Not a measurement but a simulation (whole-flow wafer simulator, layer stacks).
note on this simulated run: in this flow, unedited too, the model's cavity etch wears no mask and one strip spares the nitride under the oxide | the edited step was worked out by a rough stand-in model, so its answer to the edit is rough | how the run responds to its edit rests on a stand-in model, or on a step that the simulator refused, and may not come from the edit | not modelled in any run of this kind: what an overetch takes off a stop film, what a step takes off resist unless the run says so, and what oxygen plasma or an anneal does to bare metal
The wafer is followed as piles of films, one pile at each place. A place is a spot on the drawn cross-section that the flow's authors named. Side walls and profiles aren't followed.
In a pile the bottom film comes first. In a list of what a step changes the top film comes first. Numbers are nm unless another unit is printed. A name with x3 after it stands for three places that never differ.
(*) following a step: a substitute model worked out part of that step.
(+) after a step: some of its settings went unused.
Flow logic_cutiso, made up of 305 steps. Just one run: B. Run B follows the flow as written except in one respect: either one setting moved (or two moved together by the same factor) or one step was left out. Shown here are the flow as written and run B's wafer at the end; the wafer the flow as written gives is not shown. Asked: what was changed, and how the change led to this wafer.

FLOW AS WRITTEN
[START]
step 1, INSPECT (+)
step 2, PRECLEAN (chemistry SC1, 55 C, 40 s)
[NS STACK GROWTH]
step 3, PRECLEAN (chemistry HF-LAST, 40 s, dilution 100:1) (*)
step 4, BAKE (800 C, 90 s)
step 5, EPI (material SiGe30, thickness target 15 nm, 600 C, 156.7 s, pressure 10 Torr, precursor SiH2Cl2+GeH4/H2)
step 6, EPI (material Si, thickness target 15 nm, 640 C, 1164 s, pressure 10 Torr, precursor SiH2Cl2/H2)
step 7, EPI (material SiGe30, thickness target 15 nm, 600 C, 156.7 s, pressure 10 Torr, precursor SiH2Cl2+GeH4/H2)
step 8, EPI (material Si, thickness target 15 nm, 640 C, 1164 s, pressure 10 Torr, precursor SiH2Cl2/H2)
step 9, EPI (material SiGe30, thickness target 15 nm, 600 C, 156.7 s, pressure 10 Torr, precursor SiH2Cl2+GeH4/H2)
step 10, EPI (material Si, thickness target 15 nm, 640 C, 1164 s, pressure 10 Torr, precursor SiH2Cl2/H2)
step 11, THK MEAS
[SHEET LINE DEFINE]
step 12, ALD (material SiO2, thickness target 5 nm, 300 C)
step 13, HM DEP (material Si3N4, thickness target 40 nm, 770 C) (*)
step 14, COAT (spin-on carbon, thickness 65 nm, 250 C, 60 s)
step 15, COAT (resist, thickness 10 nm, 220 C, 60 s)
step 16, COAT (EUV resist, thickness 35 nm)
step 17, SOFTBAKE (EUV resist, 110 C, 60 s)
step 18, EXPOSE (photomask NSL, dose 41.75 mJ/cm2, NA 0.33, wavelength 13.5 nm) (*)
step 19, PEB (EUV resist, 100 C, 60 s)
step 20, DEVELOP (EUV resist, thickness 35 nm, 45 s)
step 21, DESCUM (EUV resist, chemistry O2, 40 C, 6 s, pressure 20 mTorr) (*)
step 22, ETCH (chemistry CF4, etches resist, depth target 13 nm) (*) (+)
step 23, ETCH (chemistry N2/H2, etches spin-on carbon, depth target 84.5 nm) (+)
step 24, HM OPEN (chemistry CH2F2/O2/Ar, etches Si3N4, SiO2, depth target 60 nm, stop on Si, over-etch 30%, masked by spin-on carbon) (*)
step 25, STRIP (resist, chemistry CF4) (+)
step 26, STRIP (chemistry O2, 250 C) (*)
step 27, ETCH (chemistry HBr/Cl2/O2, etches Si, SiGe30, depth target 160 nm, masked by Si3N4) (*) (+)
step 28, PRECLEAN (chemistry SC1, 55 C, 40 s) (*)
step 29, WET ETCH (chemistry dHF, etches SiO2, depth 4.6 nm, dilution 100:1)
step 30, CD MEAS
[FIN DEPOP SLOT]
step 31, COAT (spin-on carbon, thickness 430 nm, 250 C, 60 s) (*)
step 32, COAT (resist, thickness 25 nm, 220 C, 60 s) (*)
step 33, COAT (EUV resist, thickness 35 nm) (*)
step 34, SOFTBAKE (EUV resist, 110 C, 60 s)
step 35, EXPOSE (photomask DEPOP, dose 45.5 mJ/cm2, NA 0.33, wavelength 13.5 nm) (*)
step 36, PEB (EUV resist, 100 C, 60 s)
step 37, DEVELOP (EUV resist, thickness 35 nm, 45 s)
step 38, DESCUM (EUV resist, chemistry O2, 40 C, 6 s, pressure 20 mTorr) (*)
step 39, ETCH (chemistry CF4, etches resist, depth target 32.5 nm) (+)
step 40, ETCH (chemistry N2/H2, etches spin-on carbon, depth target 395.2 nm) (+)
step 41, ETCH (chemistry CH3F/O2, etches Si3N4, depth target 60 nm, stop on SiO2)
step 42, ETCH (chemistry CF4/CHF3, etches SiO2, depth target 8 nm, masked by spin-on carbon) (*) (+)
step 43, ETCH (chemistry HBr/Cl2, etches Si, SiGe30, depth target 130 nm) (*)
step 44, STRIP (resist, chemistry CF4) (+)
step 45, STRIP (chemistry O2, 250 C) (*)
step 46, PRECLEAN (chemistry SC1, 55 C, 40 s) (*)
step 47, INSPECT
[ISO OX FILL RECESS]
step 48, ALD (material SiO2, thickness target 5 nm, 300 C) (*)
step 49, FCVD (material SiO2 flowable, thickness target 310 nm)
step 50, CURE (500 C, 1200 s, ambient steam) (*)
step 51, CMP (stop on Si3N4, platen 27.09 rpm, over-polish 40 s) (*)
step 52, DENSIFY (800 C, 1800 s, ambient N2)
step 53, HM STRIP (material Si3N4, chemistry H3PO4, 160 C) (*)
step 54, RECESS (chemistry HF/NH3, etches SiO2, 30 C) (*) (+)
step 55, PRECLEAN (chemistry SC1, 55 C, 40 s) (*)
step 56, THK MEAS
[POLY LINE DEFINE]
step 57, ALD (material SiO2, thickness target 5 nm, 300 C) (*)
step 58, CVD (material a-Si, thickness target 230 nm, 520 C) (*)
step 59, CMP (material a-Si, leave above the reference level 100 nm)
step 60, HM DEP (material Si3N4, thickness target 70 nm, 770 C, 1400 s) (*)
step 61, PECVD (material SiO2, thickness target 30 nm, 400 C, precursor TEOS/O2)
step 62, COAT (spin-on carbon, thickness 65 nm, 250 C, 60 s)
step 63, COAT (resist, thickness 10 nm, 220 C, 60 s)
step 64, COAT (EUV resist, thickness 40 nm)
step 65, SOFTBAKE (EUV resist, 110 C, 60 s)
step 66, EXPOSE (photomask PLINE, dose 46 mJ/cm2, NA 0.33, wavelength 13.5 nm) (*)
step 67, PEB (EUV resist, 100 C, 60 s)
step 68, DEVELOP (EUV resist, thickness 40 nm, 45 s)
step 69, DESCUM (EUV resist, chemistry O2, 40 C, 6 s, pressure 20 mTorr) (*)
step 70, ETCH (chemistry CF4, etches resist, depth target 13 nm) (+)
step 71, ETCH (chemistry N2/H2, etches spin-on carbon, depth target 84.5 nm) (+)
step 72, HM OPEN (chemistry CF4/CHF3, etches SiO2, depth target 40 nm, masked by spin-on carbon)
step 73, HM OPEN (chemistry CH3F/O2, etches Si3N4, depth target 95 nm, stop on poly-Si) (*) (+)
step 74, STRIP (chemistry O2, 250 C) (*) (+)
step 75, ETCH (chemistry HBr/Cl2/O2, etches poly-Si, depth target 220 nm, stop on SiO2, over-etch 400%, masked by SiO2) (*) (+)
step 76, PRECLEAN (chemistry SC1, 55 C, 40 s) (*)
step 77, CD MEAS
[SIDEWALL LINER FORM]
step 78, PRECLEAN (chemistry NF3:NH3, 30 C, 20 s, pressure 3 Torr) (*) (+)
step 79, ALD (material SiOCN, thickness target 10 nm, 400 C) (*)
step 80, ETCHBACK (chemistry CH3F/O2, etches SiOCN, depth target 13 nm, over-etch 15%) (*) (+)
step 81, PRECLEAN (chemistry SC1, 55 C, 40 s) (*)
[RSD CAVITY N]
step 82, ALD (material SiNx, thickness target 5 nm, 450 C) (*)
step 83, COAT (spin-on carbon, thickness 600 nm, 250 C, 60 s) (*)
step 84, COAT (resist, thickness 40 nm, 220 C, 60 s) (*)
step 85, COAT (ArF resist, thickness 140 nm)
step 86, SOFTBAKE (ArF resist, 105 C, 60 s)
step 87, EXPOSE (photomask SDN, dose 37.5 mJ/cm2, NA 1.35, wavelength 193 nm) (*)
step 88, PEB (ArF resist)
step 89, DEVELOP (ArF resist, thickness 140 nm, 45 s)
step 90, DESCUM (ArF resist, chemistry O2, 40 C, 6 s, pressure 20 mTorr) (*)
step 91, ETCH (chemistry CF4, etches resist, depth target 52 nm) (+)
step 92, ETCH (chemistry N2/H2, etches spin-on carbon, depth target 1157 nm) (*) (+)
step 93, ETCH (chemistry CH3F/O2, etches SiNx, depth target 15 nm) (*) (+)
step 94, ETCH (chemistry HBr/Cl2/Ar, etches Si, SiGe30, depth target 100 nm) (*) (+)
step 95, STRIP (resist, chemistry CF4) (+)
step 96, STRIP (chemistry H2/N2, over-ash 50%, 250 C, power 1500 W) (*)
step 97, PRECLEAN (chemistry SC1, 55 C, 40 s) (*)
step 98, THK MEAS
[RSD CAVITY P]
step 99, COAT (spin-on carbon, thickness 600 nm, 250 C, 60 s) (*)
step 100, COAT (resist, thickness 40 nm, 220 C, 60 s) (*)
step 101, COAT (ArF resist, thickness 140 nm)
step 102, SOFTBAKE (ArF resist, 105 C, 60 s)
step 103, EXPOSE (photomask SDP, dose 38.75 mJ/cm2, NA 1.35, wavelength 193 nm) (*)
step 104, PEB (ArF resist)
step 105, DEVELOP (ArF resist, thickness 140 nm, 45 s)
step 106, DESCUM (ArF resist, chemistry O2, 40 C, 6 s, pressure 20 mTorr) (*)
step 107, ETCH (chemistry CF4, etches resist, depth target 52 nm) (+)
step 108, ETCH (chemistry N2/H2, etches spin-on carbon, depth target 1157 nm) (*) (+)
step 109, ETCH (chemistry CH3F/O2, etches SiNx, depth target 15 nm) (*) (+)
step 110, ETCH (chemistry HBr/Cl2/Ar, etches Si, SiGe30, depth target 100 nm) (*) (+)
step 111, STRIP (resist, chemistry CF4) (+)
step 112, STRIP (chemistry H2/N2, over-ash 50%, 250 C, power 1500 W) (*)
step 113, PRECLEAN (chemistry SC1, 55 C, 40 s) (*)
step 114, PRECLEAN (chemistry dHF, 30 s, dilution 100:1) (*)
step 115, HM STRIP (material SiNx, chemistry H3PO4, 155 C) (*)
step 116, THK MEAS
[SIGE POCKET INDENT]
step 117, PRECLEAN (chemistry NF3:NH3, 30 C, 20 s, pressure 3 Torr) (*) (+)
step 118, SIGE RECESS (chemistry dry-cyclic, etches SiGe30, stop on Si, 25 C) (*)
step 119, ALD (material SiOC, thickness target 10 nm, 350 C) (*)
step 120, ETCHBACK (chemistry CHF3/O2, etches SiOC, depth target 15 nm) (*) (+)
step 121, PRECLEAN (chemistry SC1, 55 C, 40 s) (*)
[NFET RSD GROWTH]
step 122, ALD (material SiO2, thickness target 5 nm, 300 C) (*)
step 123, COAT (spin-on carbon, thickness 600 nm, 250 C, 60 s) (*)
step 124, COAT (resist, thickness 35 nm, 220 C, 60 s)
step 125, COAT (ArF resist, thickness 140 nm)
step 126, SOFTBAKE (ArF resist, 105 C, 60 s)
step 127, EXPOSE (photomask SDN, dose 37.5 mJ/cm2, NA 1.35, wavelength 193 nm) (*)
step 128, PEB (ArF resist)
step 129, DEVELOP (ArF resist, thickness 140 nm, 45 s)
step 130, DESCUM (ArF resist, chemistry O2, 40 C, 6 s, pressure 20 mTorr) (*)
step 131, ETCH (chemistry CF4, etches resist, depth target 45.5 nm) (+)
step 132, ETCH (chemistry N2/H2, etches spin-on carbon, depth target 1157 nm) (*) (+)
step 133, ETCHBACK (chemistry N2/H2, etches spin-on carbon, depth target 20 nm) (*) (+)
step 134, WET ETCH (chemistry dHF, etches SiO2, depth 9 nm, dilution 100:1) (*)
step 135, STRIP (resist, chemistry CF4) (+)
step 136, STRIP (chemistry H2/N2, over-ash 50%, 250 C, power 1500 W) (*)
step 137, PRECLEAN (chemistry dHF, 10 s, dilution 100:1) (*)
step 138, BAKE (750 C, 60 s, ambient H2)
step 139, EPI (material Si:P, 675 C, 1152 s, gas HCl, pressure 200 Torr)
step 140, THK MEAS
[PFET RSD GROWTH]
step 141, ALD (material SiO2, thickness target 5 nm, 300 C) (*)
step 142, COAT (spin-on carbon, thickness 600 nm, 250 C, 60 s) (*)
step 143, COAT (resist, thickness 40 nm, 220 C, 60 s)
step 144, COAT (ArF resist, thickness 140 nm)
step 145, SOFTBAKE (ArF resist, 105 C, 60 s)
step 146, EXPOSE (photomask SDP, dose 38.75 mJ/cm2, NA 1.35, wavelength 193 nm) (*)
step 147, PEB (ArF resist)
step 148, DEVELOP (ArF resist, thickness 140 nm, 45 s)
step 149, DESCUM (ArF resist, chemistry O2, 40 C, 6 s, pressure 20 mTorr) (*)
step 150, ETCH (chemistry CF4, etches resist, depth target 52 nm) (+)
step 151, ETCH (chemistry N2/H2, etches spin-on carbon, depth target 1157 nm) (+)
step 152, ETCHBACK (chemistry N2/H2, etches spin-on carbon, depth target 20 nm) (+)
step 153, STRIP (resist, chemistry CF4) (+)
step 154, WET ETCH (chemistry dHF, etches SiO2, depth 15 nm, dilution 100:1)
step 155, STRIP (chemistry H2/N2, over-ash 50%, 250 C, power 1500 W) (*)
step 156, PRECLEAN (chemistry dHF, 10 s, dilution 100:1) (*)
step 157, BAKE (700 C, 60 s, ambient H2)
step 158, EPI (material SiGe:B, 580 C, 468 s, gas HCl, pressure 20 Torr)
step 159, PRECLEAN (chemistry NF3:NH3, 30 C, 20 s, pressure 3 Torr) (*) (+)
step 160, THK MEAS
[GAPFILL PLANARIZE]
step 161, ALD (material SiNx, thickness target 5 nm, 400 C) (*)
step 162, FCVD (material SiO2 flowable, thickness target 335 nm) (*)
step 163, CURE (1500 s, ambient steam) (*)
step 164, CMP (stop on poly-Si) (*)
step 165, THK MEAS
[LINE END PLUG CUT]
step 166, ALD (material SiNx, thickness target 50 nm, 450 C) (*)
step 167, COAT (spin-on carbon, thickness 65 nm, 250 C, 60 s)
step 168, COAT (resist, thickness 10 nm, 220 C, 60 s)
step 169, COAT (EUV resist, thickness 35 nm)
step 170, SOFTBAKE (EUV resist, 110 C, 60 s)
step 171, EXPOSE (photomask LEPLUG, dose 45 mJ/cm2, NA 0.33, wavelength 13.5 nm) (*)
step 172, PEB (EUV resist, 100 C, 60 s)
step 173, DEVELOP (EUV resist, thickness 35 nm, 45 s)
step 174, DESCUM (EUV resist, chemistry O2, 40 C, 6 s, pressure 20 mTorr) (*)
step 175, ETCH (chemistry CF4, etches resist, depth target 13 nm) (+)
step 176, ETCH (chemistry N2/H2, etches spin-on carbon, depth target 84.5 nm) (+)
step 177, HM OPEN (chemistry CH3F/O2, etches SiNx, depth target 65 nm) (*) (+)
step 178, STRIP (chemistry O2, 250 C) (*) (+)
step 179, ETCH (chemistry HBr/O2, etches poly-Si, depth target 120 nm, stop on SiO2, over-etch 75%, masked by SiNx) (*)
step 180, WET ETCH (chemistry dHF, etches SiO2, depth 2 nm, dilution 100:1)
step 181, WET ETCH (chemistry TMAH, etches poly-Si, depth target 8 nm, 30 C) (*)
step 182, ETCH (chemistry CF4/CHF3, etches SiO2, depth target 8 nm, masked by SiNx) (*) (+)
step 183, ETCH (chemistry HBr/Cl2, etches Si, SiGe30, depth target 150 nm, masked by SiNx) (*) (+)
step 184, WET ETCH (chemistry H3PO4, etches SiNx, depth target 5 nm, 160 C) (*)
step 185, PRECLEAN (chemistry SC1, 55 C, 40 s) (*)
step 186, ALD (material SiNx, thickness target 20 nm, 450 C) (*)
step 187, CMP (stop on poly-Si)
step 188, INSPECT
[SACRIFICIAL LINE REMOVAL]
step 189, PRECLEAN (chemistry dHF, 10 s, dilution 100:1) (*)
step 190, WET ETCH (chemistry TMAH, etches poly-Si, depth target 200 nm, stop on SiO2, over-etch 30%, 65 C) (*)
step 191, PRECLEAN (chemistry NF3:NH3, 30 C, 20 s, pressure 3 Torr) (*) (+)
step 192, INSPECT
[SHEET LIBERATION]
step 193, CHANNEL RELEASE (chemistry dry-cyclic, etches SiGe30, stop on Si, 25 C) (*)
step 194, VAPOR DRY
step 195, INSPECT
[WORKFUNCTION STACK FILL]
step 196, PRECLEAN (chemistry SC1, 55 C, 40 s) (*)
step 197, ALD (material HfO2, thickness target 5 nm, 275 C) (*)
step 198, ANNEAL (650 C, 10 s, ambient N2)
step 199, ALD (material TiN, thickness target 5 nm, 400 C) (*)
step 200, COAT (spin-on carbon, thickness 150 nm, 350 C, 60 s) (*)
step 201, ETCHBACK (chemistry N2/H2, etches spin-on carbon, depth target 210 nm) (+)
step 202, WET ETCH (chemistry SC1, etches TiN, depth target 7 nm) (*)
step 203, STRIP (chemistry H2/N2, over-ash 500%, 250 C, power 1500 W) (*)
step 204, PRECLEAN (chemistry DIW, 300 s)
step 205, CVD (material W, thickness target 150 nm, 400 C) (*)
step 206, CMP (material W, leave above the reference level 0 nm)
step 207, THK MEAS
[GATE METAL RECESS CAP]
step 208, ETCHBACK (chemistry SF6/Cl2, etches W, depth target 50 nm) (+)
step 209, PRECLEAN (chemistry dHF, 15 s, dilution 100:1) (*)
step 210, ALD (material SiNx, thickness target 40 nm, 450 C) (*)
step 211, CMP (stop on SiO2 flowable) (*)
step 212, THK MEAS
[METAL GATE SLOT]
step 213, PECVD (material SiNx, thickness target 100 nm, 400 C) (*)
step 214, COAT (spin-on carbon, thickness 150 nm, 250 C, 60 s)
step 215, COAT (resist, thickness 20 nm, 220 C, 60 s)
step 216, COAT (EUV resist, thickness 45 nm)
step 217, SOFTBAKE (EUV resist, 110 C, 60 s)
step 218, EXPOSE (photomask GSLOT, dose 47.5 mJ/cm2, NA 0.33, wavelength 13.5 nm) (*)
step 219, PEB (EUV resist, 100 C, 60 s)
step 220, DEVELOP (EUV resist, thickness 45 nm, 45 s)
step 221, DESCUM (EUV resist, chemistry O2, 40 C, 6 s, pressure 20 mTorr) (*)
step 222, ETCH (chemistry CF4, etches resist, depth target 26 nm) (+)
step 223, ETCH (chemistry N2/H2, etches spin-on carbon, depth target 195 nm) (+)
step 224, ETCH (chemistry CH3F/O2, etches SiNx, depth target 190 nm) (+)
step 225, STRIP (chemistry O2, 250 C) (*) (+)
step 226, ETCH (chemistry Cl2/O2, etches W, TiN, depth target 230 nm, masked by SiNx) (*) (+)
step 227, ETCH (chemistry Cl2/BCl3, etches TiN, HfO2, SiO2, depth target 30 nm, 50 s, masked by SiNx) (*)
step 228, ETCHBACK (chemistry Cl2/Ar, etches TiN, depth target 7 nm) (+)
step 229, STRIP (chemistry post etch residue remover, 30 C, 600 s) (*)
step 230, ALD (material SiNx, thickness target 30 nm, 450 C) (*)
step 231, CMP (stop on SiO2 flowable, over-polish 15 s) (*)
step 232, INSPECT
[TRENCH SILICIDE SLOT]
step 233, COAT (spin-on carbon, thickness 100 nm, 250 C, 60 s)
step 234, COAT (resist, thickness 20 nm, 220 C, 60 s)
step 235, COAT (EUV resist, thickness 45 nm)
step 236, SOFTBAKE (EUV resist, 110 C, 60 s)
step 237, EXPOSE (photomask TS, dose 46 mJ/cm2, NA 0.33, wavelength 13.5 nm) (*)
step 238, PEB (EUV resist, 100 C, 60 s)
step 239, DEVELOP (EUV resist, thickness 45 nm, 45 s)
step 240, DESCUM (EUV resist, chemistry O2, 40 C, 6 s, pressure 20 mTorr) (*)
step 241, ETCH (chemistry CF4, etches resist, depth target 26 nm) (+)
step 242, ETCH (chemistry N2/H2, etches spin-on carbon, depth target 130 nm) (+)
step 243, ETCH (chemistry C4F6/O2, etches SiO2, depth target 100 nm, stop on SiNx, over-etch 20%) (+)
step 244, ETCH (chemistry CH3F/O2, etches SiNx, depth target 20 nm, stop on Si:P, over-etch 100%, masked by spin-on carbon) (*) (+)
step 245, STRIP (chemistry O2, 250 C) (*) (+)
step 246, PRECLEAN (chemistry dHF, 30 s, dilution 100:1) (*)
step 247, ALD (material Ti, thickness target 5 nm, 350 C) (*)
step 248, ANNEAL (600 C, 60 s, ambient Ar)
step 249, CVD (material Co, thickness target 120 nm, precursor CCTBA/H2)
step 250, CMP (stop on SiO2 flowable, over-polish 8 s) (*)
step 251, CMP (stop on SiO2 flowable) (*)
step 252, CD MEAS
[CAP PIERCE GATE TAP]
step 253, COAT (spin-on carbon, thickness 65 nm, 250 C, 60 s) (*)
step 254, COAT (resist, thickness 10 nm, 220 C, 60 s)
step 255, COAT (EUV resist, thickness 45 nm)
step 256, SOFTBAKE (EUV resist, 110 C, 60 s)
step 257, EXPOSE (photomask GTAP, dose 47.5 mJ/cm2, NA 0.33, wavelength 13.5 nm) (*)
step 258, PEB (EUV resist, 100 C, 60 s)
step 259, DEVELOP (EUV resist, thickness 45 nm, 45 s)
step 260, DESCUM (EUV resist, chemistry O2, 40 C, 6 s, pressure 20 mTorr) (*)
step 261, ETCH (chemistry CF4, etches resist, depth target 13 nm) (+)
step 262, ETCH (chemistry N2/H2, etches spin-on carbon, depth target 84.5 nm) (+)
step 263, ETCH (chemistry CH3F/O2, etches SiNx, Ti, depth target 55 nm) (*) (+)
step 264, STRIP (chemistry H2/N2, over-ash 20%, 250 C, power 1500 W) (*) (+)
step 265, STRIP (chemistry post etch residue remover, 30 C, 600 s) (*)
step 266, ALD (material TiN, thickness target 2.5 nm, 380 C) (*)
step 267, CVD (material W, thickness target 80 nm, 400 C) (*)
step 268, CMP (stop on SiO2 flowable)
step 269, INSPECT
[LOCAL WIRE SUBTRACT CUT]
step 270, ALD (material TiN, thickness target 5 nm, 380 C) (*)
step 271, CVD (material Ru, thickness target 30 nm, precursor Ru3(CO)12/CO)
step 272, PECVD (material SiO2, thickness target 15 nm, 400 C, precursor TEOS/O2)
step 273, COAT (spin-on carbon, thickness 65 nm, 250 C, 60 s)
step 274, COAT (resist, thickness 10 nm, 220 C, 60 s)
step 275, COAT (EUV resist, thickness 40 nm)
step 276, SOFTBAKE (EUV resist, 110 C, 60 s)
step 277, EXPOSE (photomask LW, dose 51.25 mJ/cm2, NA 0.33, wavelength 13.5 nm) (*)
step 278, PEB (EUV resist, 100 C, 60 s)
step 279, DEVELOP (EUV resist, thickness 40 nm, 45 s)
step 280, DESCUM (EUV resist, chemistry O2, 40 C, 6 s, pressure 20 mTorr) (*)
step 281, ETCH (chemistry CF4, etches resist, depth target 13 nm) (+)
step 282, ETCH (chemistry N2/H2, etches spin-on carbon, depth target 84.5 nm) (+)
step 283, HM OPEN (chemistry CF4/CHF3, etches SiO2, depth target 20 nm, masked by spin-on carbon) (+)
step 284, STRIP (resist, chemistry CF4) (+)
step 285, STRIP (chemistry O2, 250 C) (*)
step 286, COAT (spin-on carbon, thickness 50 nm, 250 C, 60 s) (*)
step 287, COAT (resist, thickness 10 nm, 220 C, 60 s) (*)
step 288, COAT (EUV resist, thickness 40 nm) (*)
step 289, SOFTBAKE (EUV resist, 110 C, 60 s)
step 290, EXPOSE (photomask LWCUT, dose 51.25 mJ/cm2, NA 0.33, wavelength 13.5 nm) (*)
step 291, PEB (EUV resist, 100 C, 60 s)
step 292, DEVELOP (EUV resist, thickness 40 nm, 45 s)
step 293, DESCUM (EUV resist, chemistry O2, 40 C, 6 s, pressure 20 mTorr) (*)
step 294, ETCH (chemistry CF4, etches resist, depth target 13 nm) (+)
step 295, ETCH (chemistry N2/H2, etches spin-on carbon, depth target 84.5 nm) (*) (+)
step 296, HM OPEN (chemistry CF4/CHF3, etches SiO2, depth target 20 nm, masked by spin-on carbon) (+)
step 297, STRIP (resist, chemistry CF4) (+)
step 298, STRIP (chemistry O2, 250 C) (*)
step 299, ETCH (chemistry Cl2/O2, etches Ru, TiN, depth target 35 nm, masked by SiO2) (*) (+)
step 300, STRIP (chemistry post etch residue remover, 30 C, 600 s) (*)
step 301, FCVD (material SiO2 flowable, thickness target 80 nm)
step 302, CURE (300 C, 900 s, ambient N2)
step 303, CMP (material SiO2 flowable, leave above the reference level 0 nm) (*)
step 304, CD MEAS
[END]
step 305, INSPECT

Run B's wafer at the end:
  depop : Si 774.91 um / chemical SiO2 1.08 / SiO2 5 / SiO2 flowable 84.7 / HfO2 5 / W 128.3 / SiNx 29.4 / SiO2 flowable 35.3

What caused this: step 43, ETCH: depth target 182 nm was run, while the flow as written has depth target 130 nm.

How this came from the change, step by step:
  step 43, ETCH (chemistry HBr/Cl2, etches Si, SiGe30, depth target 130 nm) (*)
      dpovl, gl, glp and 16 more: -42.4 spin-on carbon (it would be, as written: -32 spin-on carbon)
      depop: -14 Si (all of it), -15 SiGe30 (all of it), -15 Si (all of it), -15 SiGe30 (all of it), -15 Si (all of it), -15 SiGe30 (all of it), -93 Si (it would be, as written: -14 Si (all of it), -15 SiGe30 (all of it), -15 Si (all of it), -15 SiGe30 (all of it), -15 Si (all of it), -15 SiGe30 (all of it), -41 Si)
      (and at 2 other places as well)
  step 45, STRIP (chemistry O2, 250 C) (*)
      glp, tap: -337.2 spin-on carbon (all of it) (it would be, as written: -347.6 spin-on carbon (all of it))
      gxn, gxp: -336.1 spin-on carbon (all of it) (it would be, as written: -346.5 spin-on carbon (all of it))
      (and at 13 other places as well)
  step 49, FCVD (material SiO2 flowable, thickness target 310 nm)
      depop: +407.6 SiO2 flowable (new film) (it would be, as written: +359.9 SiO2 flowable (new film))
      ns: +197 SiO2 flowable (new film) (it would be, as written: +201.3 SiO2 flowable (new film))
  step 51, CMP (stop on Si3N4, platen 27.09 rpm, over-polish 40 s) (*)
      depop: -196 SiO2 flowable (it would be, as written: -200.5 SiO2 flowable)
      dpovl: -195.9 SiO2 flowable (it would be, as written: -200.4 SiO2 flowable)
      (and at 3 other places as well)
  step 52, DENSIFY (800 C, 1800 s, ambient N2)
      depop: -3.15 SiO2 flowable (it would be, as written: -2.32 SiO2 flowable)
      nsgap: -2.87 SiO2 flowable (it would be, as written: -2.13 SiO2 flowable)
